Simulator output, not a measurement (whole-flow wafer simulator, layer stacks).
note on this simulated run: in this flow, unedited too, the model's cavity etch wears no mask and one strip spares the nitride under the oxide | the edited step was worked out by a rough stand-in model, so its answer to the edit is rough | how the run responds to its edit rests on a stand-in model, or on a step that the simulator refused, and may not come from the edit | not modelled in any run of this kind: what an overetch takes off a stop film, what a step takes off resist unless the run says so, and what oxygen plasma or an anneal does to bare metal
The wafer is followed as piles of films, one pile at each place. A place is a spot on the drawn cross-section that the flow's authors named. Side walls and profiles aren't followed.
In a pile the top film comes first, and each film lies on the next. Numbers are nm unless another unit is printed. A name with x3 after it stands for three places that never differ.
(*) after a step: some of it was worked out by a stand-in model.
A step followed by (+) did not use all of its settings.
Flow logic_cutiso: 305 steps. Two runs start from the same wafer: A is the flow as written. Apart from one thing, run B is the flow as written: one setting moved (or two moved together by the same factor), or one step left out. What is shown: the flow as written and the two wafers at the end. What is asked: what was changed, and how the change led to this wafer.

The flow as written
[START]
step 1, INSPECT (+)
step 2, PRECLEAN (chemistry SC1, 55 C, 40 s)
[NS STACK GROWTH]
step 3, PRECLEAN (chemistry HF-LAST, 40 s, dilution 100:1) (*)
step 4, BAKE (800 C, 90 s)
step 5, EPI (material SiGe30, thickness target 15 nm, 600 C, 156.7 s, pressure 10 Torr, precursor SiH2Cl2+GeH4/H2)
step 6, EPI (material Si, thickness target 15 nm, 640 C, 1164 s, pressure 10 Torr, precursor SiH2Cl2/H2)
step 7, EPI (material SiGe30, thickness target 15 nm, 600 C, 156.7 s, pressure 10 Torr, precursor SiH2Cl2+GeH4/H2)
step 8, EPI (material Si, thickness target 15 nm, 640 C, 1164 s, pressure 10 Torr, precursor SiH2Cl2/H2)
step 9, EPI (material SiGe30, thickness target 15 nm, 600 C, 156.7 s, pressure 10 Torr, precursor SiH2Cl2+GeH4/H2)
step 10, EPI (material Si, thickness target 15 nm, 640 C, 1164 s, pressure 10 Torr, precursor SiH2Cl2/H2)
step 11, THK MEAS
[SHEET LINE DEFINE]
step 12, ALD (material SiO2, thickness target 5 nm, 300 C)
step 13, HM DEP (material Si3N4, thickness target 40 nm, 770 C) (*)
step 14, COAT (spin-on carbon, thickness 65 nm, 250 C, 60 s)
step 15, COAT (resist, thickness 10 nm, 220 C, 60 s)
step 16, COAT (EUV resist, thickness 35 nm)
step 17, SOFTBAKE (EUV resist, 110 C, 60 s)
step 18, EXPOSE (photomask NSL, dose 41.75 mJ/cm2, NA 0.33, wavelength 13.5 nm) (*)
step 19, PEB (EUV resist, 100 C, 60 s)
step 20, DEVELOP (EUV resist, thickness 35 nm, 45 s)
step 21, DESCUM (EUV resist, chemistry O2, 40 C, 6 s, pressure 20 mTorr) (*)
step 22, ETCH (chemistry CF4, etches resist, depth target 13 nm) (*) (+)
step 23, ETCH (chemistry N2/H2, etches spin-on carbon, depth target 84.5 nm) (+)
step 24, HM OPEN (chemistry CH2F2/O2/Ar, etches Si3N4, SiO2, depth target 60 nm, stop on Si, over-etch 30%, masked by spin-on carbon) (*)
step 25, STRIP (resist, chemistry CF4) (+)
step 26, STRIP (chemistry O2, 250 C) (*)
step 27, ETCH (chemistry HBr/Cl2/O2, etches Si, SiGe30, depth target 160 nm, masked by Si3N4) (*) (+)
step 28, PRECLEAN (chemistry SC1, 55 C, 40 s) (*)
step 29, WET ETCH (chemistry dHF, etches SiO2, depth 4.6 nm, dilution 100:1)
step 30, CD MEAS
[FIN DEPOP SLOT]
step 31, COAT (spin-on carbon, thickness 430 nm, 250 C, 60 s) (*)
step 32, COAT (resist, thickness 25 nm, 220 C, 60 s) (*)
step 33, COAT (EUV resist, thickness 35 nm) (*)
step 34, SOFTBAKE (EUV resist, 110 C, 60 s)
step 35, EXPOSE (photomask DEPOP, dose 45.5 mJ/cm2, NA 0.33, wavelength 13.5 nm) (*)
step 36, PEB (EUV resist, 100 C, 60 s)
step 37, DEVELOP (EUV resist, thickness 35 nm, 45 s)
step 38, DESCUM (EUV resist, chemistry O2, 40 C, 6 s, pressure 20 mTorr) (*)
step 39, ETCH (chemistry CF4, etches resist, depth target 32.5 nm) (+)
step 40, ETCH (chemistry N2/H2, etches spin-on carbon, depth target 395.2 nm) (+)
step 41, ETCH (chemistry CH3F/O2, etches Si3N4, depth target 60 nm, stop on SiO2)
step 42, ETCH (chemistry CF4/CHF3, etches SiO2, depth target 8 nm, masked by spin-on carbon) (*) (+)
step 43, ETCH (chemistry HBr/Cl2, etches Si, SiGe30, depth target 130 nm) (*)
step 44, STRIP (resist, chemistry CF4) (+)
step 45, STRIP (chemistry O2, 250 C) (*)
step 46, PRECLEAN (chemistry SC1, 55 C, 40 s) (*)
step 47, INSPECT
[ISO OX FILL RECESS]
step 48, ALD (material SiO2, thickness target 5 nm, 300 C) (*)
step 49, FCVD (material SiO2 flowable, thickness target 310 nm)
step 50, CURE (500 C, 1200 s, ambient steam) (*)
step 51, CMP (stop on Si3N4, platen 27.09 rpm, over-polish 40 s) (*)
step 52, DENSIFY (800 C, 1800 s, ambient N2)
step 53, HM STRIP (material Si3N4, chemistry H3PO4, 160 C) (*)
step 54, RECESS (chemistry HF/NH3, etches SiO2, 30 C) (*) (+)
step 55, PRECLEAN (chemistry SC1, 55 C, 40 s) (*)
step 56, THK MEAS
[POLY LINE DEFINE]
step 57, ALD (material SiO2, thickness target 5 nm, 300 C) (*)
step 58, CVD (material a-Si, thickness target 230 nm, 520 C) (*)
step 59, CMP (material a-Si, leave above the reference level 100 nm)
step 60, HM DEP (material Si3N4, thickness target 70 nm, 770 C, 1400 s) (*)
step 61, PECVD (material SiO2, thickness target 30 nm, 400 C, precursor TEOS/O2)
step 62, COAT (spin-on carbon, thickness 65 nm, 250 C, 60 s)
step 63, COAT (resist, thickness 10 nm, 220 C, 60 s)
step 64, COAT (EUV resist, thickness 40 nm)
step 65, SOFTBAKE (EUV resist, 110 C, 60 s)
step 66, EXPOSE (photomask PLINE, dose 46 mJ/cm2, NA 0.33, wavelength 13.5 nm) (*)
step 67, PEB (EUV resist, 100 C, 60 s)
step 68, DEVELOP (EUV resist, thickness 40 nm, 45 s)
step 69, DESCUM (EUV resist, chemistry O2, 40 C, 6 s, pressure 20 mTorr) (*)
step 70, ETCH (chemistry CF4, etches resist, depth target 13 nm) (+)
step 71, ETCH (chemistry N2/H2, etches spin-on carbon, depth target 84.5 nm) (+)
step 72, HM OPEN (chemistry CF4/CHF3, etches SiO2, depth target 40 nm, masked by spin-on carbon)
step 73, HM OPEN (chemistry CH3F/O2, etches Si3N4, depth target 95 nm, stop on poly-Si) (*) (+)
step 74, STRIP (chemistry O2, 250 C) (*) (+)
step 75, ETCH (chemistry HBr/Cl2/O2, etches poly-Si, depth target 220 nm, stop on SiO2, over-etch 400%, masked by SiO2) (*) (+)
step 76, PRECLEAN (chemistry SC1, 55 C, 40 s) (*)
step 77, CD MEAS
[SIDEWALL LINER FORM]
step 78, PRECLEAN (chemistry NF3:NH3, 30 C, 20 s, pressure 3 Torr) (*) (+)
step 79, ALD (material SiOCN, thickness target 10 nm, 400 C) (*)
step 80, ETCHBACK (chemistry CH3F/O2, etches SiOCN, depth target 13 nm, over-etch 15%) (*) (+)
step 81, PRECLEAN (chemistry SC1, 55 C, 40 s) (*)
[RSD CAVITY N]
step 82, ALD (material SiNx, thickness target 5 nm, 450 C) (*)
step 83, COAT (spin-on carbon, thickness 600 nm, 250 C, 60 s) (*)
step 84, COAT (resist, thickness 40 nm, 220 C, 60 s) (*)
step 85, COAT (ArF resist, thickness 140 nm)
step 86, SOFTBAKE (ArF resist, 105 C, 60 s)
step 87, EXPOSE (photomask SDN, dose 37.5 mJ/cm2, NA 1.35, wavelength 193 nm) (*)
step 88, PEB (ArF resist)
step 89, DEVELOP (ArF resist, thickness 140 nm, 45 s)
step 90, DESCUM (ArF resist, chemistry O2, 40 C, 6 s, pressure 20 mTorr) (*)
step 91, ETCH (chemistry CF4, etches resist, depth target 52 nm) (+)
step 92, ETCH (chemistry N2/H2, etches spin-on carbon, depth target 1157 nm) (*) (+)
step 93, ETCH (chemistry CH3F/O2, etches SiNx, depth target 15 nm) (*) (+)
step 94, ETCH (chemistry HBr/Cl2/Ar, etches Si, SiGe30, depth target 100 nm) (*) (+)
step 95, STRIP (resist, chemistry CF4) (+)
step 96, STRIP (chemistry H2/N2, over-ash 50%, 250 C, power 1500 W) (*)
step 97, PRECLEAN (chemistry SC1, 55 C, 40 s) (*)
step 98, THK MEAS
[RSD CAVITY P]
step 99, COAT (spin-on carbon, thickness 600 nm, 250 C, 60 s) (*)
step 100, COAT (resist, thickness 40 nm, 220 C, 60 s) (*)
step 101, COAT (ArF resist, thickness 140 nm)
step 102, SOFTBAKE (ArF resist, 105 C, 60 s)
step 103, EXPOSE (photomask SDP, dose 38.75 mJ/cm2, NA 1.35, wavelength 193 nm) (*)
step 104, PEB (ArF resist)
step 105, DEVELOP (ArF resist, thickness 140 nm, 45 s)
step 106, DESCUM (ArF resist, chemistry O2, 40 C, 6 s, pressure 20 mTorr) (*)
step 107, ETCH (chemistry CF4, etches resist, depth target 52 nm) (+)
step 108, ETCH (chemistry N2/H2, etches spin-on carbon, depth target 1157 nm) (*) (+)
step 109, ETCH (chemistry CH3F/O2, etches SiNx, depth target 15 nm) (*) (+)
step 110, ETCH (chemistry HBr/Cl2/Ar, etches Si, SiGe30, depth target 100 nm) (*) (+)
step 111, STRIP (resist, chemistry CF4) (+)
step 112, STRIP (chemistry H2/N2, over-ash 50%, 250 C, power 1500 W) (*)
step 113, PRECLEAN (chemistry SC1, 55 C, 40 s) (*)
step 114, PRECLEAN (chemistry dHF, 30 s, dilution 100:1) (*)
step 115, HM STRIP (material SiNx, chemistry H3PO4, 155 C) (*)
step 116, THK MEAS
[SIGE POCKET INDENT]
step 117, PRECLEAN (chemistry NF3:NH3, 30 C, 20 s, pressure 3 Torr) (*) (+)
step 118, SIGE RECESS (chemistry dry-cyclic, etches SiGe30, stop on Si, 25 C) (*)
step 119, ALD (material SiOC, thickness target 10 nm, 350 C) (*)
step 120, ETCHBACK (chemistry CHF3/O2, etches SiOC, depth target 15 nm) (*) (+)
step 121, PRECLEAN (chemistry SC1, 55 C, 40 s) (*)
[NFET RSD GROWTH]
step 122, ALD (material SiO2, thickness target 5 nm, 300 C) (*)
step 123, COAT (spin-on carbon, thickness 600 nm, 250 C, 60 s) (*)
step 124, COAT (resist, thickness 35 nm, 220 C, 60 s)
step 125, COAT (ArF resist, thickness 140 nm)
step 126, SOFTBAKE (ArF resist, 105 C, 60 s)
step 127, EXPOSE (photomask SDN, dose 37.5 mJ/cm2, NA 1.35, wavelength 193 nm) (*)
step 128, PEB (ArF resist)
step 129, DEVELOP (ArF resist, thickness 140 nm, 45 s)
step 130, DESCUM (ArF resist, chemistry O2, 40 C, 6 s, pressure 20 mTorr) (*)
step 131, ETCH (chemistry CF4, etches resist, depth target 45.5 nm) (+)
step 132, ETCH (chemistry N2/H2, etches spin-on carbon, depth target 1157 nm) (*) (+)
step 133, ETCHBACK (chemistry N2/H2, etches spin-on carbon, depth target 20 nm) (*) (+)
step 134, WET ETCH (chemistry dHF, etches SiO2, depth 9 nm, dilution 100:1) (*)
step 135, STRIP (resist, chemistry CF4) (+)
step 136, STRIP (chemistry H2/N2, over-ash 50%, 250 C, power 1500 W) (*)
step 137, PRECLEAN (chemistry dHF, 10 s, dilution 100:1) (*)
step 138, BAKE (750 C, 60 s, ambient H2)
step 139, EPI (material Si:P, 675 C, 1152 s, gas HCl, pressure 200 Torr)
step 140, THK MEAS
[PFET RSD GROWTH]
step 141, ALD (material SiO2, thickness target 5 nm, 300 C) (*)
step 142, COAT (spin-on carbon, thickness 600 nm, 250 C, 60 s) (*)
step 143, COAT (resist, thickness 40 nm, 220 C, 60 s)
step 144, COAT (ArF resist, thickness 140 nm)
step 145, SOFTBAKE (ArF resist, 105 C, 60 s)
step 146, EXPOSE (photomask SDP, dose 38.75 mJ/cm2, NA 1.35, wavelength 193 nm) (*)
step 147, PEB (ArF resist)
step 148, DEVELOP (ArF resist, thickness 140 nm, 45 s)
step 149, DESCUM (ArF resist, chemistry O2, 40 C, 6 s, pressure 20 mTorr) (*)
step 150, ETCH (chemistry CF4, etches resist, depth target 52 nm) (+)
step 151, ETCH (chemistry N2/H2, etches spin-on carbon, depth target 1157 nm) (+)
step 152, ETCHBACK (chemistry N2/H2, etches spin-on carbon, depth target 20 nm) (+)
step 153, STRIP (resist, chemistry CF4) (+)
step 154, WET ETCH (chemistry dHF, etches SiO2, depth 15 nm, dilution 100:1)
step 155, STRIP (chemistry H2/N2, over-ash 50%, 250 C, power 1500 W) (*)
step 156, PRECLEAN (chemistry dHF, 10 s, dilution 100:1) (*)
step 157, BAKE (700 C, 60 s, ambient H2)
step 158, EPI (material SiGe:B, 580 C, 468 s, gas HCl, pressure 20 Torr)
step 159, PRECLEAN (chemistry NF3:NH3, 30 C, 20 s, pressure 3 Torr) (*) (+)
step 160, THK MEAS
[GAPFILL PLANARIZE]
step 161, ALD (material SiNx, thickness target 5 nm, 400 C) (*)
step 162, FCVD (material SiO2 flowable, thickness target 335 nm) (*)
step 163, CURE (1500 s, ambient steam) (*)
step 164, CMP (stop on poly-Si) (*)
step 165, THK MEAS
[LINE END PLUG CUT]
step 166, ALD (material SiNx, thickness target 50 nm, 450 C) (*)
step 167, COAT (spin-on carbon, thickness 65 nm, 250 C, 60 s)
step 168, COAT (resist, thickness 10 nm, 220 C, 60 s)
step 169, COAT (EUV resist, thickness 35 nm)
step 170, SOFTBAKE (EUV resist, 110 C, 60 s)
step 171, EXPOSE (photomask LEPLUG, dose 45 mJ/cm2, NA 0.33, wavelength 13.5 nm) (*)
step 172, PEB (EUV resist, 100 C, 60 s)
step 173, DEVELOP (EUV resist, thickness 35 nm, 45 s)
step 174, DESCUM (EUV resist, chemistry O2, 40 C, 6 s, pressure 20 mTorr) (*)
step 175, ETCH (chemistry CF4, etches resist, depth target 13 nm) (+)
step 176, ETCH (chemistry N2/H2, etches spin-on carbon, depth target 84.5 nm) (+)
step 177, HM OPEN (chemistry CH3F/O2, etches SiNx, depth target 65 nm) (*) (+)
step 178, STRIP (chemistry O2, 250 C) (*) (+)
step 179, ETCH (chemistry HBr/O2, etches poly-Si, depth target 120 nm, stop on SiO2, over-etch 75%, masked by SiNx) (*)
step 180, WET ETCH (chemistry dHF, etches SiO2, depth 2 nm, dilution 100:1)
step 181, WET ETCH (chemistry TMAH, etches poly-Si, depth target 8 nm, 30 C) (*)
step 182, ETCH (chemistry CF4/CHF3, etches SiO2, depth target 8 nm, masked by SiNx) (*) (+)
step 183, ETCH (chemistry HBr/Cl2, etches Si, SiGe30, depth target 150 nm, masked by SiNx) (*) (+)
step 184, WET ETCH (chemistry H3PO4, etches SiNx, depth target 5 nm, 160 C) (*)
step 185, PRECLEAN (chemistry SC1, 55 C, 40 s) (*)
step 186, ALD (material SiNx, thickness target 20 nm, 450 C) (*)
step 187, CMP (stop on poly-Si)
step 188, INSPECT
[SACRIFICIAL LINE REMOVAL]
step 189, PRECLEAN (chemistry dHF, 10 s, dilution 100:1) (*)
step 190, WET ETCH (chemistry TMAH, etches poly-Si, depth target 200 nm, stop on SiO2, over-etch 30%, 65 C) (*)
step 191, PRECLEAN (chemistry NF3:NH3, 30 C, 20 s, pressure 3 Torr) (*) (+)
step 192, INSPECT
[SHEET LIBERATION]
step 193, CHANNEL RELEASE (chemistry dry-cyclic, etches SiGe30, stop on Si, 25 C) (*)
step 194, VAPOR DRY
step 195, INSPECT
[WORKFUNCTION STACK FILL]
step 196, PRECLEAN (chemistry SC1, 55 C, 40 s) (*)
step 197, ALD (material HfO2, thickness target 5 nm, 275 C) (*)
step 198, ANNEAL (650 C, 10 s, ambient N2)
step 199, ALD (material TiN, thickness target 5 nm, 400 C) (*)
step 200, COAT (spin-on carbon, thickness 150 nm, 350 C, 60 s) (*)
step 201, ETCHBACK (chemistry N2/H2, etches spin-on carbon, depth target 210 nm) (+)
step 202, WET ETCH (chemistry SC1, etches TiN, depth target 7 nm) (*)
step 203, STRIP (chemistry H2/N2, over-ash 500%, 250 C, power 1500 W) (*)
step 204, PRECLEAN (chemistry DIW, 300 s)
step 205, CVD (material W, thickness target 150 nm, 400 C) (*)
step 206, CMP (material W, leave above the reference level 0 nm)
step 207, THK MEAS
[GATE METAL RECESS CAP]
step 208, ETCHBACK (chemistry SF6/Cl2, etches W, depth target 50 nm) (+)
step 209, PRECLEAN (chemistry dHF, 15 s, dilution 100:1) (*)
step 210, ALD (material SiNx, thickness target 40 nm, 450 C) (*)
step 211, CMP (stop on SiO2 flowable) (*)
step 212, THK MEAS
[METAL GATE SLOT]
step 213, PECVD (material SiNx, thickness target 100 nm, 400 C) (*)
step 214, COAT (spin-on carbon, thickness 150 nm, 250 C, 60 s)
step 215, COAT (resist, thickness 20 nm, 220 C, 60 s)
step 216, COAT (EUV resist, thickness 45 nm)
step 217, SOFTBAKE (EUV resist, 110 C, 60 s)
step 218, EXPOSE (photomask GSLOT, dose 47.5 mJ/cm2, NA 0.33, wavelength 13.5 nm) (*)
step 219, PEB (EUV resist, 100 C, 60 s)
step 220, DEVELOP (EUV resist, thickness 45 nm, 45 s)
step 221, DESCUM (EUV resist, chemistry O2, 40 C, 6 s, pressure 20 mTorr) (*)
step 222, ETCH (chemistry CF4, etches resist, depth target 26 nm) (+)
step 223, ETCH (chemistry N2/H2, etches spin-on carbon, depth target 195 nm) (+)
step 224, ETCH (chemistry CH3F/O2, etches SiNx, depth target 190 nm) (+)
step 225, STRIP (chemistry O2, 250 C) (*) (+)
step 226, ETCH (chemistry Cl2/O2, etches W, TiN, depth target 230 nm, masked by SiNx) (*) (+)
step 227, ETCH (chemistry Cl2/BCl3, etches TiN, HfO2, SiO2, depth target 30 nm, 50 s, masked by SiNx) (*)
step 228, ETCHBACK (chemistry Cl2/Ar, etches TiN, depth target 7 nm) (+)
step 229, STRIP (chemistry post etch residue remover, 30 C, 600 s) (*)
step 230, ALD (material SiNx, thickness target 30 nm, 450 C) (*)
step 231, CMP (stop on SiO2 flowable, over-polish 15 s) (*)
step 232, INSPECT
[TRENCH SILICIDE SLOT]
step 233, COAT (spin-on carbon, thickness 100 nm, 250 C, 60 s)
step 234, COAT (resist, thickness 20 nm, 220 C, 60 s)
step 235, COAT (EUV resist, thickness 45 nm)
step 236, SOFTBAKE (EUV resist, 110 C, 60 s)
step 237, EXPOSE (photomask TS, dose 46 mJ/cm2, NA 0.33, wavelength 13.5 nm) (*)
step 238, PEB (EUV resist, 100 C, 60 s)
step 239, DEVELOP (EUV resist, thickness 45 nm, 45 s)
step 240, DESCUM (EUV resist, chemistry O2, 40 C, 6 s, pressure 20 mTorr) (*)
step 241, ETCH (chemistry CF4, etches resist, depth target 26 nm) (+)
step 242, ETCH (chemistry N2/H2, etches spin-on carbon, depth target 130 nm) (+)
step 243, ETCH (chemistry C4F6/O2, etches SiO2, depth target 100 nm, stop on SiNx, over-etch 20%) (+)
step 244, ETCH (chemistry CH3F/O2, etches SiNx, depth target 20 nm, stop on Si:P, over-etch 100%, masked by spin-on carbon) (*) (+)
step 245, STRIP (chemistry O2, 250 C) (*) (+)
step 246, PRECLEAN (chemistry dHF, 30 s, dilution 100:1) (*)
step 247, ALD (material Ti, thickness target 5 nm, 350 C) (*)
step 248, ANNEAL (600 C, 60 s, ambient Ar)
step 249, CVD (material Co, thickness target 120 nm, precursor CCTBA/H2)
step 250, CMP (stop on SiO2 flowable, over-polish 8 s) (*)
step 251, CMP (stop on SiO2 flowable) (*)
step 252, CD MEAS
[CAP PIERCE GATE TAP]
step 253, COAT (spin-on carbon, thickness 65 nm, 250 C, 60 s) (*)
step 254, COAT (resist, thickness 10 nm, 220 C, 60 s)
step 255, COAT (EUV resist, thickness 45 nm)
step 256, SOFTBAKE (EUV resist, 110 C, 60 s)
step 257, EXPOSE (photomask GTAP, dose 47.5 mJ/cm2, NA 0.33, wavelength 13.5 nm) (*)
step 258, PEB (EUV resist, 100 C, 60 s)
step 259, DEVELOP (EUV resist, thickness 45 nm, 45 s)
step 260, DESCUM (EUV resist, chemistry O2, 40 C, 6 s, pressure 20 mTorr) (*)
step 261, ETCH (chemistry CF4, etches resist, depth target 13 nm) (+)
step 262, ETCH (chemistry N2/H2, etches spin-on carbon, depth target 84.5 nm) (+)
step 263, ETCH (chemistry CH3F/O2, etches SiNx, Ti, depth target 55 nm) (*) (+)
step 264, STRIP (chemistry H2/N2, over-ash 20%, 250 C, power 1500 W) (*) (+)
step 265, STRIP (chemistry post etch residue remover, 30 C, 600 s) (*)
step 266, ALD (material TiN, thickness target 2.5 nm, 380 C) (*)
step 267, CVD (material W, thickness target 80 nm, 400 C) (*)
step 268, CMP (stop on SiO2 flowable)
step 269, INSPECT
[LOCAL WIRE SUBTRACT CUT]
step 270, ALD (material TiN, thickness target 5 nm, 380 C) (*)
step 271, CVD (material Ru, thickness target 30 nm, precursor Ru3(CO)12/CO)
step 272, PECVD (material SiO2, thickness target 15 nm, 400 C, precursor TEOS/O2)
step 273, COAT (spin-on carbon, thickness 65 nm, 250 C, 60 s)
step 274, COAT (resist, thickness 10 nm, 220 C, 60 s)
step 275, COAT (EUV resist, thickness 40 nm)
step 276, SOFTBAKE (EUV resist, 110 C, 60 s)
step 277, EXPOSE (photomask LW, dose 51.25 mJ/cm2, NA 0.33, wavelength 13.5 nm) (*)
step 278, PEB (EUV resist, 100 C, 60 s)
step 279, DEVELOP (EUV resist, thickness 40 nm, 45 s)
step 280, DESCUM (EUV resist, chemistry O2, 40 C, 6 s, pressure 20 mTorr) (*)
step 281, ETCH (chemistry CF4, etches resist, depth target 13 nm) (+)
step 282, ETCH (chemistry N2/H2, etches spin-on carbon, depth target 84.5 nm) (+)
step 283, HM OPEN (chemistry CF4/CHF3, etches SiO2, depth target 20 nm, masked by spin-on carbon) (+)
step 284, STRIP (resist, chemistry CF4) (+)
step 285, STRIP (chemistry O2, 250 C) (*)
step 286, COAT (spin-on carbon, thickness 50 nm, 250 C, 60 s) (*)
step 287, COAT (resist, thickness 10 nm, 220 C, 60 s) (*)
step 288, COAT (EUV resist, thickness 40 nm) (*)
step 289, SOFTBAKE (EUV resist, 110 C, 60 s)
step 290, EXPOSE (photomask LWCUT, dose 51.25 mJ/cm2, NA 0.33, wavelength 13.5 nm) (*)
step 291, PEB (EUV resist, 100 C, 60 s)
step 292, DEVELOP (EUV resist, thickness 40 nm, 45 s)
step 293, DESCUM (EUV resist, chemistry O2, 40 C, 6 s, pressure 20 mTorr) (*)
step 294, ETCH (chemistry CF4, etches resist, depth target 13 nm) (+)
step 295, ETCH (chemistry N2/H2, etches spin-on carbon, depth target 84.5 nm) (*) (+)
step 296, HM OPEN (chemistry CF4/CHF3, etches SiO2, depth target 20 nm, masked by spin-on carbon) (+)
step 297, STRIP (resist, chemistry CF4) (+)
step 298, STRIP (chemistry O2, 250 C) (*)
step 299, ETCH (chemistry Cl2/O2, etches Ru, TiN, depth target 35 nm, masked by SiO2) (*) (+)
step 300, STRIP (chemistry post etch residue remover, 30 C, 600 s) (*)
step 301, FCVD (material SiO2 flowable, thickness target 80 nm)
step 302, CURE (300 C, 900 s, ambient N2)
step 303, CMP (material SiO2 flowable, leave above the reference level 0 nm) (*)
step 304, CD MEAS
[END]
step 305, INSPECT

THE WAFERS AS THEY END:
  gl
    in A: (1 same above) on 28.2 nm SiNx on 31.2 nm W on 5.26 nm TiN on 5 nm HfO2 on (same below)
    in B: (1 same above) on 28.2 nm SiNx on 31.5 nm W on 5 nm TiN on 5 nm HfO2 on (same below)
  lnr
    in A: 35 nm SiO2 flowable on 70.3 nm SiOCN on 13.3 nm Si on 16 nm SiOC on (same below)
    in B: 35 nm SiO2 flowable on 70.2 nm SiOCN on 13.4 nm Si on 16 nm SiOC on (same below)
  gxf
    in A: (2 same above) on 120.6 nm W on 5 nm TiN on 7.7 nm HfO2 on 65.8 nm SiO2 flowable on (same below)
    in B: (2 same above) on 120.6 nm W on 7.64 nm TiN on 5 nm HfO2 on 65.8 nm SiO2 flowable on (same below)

What caused this: step 75, ETCH: depth target 99 nm was run, though the flow has depth target 220 nm.

Step by step, how the change led to this:
  step 75, ETCH (chemistry HBr/Cl2/O2, etches poly-Si, depth target 220 nm, stop on SiO2, over-etch 400%, masked by SiO2) (*) (+)
      lnr, lnrp, lnrt, rsdn, rsdp, rsdw, rsdx: A -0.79 chemical SiO2 (all of it), -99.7 poly-Si (all of it), -5 SiO2 (all of it) | B -0.79 chemical SiO2 (all of it), -99.7 poly-Si (all of it), -1.98 SiO2
      depop, dpovl, gfld and 10 more: A -9.58 SiO2 | B -7.32 SiO2
      (as well as at 2 more places)
  step 78, PRECLEAN (chemistry NF3:NH3, 30 C, 20 s, pressure 3 Torr) (*) (+)
      lnr, lnrp, lnrt, rsdn, rsdp, rsdw, rsdx: A -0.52 chemical SiO2 (all of it) | B -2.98 SiO2 (all of it), -0.49 chemical SiO2 (all of it)
      iso, lnri: A -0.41 SiO2 (all of it), -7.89 SiO2 flowable | B -3.43 SiO2 (all of it), -4.39 SiO2 flowable
  step 120, ETCHBACK (chemistry CHF3/O2, etches SiOC, depth target 15 nm) (*) (+)
      gl, tap: A -10 SiOC (all of it), -4.21 SiO2 (all of it), -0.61 Si3N4 | B -10 SiOC (all of it), -5 SiO2
      glp: A -10 SiOC (all of it), -4.25 SiO2 (all of it), -0.58 Si3N4 | B -10 SiOC (all of it), -5 SiO2
      (as well as at 2 more places)
  step 122, ALD (material SiO2, thickness target 5 nm, 300 C) (*)
      gl, glp, tap: A +5 SiO2 (new film) | B +5 SiO2
      gxn: A +6.76 SiO2 (new film) | B +7.12 SiO2
      (as well as at 1 more place)
  step 132, ETCH (chemistry N2/H2, etches spin-on carbon, depth target 1157 nm) (*) (+)
      gl, tap: A -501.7 spin-on carbon (all of it), -5 SiO2 (all of it), -0.5 Si3N4 | B -501.6 spin-on carbon (all of it), -6.05 SiO2
  step 133, ETCHBACK (chemistry N2/H2, etches spin-on carbon, depth target 20 nm) (*) (+)
      gxn: A -0.7 SiO2 (all of it), -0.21 Si3N4 | B -1.11 SiO2
  step 134, WET ETCH (chemistry dHF, etches SiO2, depth 9 nm, dilution 100:1) (*)
      gxn: A -0.34 Si3N4 | B -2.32 SiO2 (all of it), -0.2 Si3N4
  step 141, ALD (material SiO2, thickness target 5 nm, 300 C) (*)
      gxn: A +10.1 SiO2 (new film) | B +11.9 SiO2 (new film)
  step 153, STRIP (resist, chemistry CF4) (+)
      gxp: A -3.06 SiO2 (all of it) | B -5.33 SiO2
      glp: A -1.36 SiO2 (all of it) | B -2.78 SiO2 (all of it)
  step 161, ALD (material SiNx, thickness target 5 nm, 400 C) (*)
      gxp: A +5 SiNx (new film) | B +5.65 SiNx (new film)
  step 164, CMP (stop on poly-Si) (*)
      depop, dpovl, isow, ns, nsgap: A -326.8 SiO2 flowable (all of it), -5 SiNx (all of it), -4.13 SiO2 (all of it), -70 Si3N4 (all of it) | B -326.8 SiO2 flowable (all of it), -5 SiNx (all of it), -6.38 SiO2 (all of it), -70 Si3N4 (all of it)
      gfld, gxf: A -251.9 SiO2 flowable (all of it), -5 SiNx (all of it), -4.13 SiO2 (all of it), -70 Si3N4 (all of it) | B -251.5 SiO2 flowable (all of it), -5 SiNx (all of it), -6.38 SiO2 (all of it), -70 Si3N4 (all of it)
      (as well as at 9 more places)
  step 197, ALD (material HfO2, thickness target 5 nm, 275 C) (*)
      gxf: A +7.7 HfO2 (new film) | B +5 HfO2 (new film)
  step 199, ALD (material TiN, thickness target 5 nm, 400 C) (*)
      gfld: A +7.64 TiN (new film) | B +5.6 TiN (new film)
      gxf: A +5 TiN (new film) | B +7.64 TiN (new film)
  step 226, ETCH (chemistry Cl2/O2, etches W, TiN, depth target 230 nm, masked by SiNx) (*) (+)
      gfld: A -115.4 W (all of it), -7.64 TiN (all of it), -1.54 HfO2 | B -117.5 W (all of it), -5.6 TiN (all of it), -1.54 HfO2
